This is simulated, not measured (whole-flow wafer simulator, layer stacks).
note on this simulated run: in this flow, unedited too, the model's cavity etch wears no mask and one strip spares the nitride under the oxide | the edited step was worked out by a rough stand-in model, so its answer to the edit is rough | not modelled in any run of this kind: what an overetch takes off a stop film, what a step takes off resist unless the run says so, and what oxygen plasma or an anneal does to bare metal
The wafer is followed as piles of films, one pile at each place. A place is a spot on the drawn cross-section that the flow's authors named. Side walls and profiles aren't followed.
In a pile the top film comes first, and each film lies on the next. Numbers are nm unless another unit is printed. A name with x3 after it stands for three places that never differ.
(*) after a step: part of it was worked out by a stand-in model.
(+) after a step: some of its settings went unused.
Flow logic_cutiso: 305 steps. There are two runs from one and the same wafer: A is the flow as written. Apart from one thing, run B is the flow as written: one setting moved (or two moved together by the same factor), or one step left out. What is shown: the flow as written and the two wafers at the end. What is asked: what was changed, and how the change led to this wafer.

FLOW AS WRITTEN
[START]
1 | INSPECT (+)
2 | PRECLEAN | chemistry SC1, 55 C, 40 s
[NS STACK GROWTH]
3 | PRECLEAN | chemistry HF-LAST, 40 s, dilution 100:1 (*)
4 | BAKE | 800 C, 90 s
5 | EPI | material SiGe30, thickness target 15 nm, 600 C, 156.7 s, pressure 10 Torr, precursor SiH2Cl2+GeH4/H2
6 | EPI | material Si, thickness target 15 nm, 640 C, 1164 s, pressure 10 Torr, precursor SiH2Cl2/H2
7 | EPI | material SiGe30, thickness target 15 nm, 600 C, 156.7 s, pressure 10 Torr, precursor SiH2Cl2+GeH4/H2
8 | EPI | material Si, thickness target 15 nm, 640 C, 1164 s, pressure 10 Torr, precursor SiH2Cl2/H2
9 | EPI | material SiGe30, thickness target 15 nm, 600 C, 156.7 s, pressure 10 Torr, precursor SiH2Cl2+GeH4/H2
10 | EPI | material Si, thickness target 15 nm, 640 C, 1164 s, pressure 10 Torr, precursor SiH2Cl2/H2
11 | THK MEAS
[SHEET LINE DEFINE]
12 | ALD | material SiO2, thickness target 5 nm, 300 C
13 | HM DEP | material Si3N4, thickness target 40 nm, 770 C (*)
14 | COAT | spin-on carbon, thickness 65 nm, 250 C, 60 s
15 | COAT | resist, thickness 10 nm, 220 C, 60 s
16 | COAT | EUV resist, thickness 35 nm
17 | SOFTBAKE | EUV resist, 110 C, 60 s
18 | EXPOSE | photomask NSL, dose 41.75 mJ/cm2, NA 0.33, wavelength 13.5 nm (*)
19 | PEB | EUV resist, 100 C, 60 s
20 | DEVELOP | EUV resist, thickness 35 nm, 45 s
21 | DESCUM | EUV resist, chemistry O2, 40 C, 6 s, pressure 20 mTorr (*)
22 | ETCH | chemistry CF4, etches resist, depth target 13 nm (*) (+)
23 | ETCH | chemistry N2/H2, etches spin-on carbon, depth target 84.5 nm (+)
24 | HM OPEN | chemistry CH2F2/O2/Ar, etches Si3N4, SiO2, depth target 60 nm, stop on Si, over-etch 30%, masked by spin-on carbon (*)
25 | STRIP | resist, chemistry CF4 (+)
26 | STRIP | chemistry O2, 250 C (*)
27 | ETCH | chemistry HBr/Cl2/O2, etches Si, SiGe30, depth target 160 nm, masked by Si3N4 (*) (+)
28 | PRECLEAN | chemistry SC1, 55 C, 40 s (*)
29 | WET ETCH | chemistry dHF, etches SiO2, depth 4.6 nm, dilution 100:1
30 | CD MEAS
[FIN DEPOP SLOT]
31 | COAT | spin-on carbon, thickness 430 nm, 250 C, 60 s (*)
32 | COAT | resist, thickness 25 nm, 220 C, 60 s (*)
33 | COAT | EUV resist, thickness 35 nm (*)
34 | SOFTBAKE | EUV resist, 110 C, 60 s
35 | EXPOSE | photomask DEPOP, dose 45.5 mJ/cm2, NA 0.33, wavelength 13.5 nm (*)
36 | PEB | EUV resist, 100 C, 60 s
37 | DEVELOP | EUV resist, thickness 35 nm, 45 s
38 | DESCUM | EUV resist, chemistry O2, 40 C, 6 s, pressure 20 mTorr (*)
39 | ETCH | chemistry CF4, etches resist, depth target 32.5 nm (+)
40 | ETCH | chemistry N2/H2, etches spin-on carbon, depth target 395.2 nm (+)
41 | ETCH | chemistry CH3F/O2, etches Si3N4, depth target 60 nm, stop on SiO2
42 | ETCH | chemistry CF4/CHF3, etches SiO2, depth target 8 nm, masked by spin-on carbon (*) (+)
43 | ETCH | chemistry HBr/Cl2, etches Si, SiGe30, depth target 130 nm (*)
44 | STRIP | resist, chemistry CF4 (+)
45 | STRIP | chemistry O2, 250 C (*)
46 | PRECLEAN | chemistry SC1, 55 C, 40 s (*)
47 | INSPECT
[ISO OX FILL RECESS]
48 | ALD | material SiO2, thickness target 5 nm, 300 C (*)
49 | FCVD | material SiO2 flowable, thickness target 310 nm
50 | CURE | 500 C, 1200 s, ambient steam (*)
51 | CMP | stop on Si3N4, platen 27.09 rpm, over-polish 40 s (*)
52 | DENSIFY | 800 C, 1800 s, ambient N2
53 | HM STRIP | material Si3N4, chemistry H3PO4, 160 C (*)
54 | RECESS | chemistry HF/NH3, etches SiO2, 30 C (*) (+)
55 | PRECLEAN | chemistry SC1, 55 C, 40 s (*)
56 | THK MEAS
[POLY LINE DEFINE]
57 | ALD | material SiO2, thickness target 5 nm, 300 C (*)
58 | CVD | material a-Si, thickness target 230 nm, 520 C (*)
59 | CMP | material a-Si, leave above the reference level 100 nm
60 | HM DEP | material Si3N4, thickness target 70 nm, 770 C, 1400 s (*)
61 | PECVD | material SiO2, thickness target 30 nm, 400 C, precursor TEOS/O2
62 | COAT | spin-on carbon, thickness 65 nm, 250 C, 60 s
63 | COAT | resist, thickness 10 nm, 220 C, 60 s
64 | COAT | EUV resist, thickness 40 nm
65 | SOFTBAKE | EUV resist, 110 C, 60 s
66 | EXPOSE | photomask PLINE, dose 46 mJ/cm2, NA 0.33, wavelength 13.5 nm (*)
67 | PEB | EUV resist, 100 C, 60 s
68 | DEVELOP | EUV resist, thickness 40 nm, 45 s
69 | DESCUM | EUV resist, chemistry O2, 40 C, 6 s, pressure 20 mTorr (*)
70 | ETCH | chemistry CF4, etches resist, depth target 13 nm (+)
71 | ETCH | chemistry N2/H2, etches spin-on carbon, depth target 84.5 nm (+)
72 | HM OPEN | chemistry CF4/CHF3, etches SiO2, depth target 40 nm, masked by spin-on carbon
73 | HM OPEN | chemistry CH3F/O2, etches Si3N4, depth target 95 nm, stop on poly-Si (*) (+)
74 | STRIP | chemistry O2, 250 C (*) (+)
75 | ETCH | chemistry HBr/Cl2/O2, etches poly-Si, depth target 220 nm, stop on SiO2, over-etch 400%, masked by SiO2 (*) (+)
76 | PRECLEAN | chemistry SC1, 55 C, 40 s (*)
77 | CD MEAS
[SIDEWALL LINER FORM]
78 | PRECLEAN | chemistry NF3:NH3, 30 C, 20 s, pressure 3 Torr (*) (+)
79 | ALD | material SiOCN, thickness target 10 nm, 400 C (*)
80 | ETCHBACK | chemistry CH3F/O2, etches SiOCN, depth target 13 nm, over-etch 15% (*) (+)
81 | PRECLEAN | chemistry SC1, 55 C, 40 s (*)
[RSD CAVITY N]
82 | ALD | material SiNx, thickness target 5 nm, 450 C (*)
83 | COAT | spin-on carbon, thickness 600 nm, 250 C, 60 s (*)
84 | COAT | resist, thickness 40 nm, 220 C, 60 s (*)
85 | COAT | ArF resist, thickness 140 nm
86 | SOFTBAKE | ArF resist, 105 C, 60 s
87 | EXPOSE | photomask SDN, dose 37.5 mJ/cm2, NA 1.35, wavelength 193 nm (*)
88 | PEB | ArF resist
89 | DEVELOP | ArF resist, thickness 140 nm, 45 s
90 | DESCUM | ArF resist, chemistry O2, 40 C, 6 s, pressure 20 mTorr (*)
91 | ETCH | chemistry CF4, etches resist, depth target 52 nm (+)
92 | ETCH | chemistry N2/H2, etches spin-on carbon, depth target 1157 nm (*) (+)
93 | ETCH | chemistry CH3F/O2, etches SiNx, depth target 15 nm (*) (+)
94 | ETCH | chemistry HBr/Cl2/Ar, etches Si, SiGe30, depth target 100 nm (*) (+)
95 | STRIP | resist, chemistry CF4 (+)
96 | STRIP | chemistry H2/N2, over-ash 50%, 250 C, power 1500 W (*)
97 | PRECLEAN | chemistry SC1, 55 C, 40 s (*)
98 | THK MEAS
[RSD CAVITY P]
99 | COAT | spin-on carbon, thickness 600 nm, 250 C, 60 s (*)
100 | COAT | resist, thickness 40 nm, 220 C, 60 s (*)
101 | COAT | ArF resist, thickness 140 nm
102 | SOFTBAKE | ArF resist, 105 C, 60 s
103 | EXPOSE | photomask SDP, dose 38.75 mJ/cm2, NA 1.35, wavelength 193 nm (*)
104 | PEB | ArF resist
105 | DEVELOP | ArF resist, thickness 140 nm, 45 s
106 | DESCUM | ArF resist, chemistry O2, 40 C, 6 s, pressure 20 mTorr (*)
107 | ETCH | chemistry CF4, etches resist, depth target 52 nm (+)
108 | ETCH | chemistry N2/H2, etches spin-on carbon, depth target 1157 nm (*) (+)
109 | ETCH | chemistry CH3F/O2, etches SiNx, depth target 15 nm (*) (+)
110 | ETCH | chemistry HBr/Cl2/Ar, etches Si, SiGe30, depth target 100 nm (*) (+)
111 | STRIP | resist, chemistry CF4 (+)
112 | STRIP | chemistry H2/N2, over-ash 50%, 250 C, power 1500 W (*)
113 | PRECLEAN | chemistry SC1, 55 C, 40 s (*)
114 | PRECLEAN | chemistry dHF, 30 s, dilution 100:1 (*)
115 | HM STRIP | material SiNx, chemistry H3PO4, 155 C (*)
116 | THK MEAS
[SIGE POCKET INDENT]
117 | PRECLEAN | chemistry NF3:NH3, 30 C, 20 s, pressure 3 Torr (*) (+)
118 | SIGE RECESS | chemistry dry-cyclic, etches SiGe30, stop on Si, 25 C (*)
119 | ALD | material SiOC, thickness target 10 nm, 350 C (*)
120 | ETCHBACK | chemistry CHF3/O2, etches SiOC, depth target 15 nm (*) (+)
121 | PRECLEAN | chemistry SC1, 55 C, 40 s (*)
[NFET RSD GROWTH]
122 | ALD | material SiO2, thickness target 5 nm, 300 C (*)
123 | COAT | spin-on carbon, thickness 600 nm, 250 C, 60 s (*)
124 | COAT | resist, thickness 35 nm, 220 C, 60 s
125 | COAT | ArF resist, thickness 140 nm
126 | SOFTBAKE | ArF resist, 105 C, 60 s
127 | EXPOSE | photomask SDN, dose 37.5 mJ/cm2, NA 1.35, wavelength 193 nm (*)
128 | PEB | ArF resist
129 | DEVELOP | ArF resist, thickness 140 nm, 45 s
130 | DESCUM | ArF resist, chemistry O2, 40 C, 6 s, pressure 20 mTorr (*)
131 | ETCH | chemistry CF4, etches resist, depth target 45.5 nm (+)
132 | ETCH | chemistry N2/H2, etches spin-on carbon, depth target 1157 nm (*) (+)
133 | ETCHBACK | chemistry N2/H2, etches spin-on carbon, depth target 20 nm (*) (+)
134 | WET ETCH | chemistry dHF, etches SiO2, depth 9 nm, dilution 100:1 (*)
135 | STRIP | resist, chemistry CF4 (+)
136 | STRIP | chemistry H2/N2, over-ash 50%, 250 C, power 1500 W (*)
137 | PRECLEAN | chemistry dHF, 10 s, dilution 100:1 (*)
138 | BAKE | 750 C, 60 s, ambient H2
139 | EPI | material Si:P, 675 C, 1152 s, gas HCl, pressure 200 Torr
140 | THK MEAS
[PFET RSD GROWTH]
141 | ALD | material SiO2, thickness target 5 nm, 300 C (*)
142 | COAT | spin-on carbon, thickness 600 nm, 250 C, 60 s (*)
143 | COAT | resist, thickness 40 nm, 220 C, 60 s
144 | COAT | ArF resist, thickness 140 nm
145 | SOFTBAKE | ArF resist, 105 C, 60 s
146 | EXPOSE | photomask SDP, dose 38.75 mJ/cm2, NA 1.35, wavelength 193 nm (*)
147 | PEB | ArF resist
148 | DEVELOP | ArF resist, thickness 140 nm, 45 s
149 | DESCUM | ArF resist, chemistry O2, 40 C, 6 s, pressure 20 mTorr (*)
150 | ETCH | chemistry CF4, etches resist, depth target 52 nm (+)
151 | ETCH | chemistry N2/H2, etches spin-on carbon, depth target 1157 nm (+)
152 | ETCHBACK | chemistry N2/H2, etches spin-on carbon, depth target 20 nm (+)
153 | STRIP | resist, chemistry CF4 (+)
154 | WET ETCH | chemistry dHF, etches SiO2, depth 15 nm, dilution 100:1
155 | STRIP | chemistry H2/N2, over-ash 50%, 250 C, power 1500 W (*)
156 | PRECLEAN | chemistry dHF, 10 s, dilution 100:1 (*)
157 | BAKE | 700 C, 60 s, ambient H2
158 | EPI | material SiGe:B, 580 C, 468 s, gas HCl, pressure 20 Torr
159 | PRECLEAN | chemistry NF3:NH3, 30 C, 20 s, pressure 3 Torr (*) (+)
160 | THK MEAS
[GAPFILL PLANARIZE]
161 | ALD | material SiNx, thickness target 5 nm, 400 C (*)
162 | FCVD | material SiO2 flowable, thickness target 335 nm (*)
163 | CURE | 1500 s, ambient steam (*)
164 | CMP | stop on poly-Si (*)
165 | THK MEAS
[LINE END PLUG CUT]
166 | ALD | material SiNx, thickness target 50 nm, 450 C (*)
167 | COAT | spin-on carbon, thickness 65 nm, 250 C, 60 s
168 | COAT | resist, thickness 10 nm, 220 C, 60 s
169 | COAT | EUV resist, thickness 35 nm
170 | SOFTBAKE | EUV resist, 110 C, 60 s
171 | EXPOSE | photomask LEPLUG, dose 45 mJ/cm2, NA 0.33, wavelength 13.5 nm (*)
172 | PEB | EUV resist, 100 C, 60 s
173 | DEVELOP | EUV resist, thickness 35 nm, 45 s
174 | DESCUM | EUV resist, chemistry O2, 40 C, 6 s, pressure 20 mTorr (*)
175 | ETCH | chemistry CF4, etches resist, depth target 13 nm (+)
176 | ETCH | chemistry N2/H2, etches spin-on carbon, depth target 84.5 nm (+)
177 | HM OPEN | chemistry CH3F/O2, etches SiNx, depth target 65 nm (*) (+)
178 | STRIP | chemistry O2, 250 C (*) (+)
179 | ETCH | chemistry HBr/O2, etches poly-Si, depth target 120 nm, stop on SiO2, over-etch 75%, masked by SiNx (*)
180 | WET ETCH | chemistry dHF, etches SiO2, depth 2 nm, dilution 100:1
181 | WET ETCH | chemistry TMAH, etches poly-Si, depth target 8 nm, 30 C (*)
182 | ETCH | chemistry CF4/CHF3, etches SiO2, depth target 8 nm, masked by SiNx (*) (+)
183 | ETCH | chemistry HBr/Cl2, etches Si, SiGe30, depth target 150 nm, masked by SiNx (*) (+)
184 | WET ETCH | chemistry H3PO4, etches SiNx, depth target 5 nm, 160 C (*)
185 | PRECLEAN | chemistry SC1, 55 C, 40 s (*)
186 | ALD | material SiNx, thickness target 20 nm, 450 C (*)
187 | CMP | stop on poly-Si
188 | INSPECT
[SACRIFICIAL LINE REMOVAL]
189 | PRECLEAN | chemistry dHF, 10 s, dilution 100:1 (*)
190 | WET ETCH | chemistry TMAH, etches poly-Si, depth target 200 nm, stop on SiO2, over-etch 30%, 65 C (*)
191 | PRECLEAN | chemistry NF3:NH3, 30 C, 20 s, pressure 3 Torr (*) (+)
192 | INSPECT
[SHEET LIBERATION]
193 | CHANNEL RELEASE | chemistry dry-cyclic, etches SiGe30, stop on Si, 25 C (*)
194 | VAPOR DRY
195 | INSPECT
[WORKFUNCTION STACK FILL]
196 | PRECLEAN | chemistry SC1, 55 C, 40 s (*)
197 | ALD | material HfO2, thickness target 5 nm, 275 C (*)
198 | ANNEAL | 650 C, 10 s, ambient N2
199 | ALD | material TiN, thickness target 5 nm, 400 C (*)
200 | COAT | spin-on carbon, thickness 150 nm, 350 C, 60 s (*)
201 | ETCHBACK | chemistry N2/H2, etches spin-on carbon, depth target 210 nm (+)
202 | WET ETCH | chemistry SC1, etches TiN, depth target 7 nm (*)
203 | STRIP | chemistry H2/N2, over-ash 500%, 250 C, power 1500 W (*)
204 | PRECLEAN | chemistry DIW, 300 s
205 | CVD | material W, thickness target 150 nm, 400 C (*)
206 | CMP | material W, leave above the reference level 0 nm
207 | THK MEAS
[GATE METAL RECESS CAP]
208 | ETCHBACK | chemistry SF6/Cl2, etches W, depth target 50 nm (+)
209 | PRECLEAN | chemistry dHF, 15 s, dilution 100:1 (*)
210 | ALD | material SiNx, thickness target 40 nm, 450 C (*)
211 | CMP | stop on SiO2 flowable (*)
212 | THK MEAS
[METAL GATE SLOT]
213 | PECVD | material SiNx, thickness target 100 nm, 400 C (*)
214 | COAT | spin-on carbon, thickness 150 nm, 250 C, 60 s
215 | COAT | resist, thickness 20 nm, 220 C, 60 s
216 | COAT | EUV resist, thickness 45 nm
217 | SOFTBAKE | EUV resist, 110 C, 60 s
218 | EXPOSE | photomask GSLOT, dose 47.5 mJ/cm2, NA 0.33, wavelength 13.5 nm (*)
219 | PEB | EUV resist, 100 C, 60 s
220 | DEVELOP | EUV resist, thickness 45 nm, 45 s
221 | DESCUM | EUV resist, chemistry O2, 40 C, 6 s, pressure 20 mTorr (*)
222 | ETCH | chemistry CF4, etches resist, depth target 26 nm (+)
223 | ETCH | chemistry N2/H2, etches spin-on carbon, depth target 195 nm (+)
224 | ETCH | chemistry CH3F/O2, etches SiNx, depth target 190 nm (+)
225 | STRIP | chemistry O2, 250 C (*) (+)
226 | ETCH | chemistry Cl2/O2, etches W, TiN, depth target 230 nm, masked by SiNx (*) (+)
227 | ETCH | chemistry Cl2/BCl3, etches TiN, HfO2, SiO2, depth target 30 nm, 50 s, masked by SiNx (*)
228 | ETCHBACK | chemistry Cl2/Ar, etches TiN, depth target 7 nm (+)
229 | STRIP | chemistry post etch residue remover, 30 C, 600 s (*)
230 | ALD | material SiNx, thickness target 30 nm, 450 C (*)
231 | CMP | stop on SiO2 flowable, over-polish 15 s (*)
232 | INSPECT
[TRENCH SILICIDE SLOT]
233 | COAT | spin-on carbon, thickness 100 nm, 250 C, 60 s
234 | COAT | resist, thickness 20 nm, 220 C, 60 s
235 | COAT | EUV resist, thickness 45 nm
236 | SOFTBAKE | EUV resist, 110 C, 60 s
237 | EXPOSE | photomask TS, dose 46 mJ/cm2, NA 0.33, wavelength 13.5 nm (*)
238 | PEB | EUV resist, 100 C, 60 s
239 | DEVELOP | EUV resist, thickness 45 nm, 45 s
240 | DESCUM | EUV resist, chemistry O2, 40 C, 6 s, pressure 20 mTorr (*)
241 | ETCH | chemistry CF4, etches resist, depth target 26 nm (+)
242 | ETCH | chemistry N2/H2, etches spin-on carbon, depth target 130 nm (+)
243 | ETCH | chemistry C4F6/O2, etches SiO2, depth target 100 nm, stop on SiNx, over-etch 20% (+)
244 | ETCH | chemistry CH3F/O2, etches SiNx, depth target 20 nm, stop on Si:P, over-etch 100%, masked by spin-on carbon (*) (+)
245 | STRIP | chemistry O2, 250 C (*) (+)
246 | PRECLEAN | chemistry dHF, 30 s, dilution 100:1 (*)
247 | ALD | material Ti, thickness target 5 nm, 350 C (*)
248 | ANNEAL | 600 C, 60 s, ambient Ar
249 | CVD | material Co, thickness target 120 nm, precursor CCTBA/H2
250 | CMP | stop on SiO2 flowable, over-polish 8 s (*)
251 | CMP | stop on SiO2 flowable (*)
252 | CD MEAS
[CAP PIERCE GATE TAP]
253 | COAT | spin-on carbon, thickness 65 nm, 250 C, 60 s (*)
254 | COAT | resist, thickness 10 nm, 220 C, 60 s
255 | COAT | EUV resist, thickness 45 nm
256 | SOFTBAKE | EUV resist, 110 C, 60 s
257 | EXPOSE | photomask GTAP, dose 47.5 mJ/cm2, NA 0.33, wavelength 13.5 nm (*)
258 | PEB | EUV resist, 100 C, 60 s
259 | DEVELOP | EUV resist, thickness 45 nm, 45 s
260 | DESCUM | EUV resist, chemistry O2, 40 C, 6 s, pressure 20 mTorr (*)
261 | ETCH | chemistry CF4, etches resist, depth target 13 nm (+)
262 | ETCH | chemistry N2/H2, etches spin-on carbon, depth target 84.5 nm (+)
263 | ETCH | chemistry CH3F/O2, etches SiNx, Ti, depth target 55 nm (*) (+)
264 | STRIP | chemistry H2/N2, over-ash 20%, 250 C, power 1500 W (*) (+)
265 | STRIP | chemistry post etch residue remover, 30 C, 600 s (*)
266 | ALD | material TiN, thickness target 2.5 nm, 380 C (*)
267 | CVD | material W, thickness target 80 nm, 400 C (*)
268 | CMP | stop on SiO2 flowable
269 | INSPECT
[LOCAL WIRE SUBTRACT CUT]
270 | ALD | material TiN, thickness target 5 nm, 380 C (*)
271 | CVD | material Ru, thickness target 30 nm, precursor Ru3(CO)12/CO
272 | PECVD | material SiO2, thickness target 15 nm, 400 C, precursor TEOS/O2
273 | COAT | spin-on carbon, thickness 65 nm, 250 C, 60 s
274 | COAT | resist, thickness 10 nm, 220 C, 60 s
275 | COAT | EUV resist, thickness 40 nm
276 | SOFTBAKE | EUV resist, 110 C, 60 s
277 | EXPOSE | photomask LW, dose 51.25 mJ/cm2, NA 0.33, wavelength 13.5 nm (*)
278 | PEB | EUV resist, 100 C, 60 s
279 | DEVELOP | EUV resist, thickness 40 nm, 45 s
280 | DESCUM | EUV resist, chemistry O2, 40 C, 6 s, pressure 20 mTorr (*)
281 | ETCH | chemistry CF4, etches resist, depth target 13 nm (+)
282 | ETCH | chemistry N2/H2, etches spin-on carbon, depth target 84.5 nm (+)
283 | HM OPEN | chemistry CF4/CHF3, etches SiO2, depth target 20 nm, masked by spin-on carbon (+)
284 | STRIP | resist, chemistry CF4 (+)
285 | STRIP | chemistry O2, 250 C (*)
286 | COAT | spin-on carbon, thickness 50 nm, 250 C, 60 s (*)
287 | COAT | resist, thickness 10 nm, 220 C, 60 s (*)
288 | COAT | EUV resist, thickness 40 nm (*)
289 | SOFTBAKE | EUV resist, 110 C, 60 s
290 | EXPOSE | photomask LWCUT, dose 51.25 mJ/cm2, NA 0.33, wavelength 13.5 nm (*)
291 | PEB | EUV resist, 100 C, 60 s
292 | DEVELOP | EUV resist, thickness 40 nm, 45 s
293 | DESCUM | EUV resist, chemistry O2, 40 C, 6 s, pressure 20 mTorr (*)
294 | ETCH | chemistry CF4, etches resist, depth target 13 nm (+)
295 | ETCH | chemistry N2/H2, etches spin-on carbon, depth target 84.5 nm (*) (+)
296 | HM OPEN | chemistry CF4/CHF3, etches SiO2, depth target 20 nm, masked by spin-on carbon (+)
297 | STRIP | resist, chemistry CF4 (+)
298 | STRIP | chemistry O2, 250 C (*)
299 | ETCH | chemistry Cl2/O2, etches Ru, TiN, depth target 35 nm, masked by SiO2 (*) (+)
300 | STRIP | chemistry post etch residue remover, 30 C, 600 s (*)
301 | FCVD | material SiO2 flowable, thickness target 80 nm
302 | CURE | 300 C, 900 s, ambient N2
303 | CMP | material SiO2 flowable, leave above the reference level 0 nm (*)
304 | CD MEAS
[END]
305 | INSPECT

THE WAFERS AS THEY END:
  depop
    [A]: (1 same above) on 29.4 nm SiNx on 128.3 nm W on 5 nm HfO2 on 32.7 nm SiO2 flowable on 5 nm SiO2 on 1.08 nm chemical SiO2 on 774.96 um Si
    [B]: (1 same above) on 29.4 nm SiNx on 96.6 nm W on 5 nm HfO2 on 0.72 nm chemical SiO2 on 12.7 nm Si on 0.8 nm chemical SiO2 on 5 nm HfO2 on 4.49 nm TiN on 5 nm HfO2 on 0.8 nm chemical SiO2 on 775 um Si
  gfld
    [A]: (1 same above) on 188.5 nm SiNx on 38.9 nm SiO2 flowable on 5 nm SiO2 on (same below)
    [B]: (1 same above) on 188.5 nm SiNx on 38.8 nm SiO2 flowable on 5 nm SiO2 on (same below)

Cause: step 43, ETCH: depth target 58.5 nm was run, while the flow as written has depth target 130 nm.

Step by step, how the change led to this:
  43 | ETCH | chemistry HBr/Cl2, etches Si, SiGe30, depth target 130 nm (*)
      depop: A Si loses 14 (all of it), SiGe30 loses 15 (all of it), Si loses 15 (all of it), SiGe30 loses 15 (all of it), Si loses 15 (all of it), SiGe30 loses 15 (all of it), Si loses 41 | B Si loses 14 (all of it), SiGe30 loses 15 (all of it), Si loses 15 (all of it), SiGe30 loses 14.5
      dpovl, gl, glp and 16 more: A spin-on carbon loses 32 | B spin-on carbon loses 17.7
      (and at 2 other places as well)
  45 | STRIP | chemistry O2, 250 C (*)
      depop: A chemical SiO2 gains 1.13 (new film), Si loses 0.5 | B chemical SiO2 gains 1.54 (new film), SiGe30 loses 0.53 (all of it), Si loses 0.15
      gfld, lnri: A chemical SiO2 gains 0.82 (new film), spin-on carbon loses 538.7 (all of it), Si loses 0.36 | B chemical SiO2 gains 0.82 (new film), spin-on carbon loses 553 (all of it), Si loses 0.36
      (and at 19 other places as well)
  49 | FCVD | material SiO2 flowable, thickness target 310 nm
      depop: A SiO2 flowable gains 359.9 (new film) | B SiO2 flowable gains 295.7 (new film)
      ns: A SiO2 flowable gains 201.3 (new film) | B SiO2 flowable gains 208.8 (new film)
  51 | CMP | stop on Si3N4, platen 27.09 rpm, over-polish 40 s (*)
      depop: A SiO2 flowable loses 200.5 | B SiO2 flowable loses 207.9
      dpovl: A SiO2 flowable loses 200.4 | B SiO2 flowable loses 207.8
      (and at 3 other places as well)
  52 | DENSIFY | 800 C, 1800 s, ambient N2
      depop: A SiO2 flowable loses 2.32 | B SiO2 flowable loses 1.12
  54 | RECESS | chemistry HF/NH3, etches SiO2, 30 C (*) (+)
      depop: A SiO2 flowable loses 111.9 | B SiO2 flowable loses 76.8 (all of it), SiO2 loses 5 (all of it), chemical SiO2 loses 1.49 (all of it)
  55 | PRECLEAN | chemistry SC1, 55 C, 40 s (*)
      depop: A SiO2 flowable loses 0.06 | B chemical SiO2 gains 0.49 (new film), Si loses 1.12
  58 | CVD | material a-Si, thickness target 230 nm, 520 C (*)
      depop: A a-Si gains 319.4 (new film) | B a-Si gains 290.2 (new film)
  60 | HM DEP | material Si3N4, thickness target 70 nm, 770 C, 1400 s (*)
      depop: A Si3N4 gains 70 (new film), poly-Si gains 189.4 (new film), a-Si loses 189.4 (all of it) | B Si3N4 gains 70 (new film), poly-Si gains 160.2 (new film), a-Si loses 160.2 (all of it)
  190 | WET ETCH | chemistry TMAH, etches poly-Si, depth target 200 nm, stop on SiO2, over-etch 30%, 65 C (*)
      depop: A poly-Si loses 189.4 (all of it) | B poly-Si loses 160.2 (all of it)
  191 | PRECLEAN | chemistry NF3:NH3, 30 C, 20 s, pressure 3 Torr (*) (+)
      depop: A SiO2 loses 5 (all of it), SiO2 flowable loses 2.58 | B SiO2 loses 5 (all of it), chemical SiO2 loses 0.49 (all of it)
  193 | CHANNEL RELEASE | chemistry dry-cyclic, etches SiGe30, stop on Si, 25 C (*)
      depop: A nothing | B chemical SiO2 gains 0.8 (new film), Si loses 0.99, chemical SiO2 gains 0.8 (new film), cavity gains 14.5 (new film), chemical SiO2 gains 0.8 (new film), SiGe30 loses 15 (all of it), Si loses 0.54
  197 | ALD | material HfO2, thickness target 5 nm, 275 C (*)
      depop: A HfO2 gains 5 (new film) | B HfO2 gains 5 (new film), HfO2 gains 5 (new film), cavity loses 10, HfO2 gains 5 (new film)
  199 | ALD | material TiN, thickness target 5 nm, 400 C (*)
      depop: A TiN gains 5 (new film) | B TiN gains 5 (new film), TiN gains 4.49 (new film), cavity loses 4.49 (all of it)
  200 | COAT | spin-on carbon, thickness 150 nm, 350 C, 60 s (*)
      depop: A spin-on carbon gains 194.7 (new film) | B spin-on carbon gains 167.3 (new film)
      dpovl: A spin-on carbon gains 194.8 (new film) | B spin-on carbon gains 199 (new film)
      (and at 2 other places as well)
  201 | ETCHBACK | chemistry N2/H2, etches spin-on carbon, depth target 210 nm (+)
      depop: A spin-on carbon loses 194.7 (all of it) | B spin-on carbon loses 167.3 (all of it)
      dpovl: A spin-on carbon loses 194.8 (all of it) | B spin-on carbon loses 199 (all of it)
      (and at 2 other places as well)
  205 | CVD | material W, thickness target 150 nm, 400 C (*)
      depop: A W gains 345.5 (new film) | B W gains 313.8 (new film)
With metal films that touch counted as one body, depop has 2 bodies (between them, from the top down: HfO2 5 / chemical SiO2 0.72 / Si 12.7 / chemical SiO2 0.8 / HfO2 5); the flow as written gives 1 body.
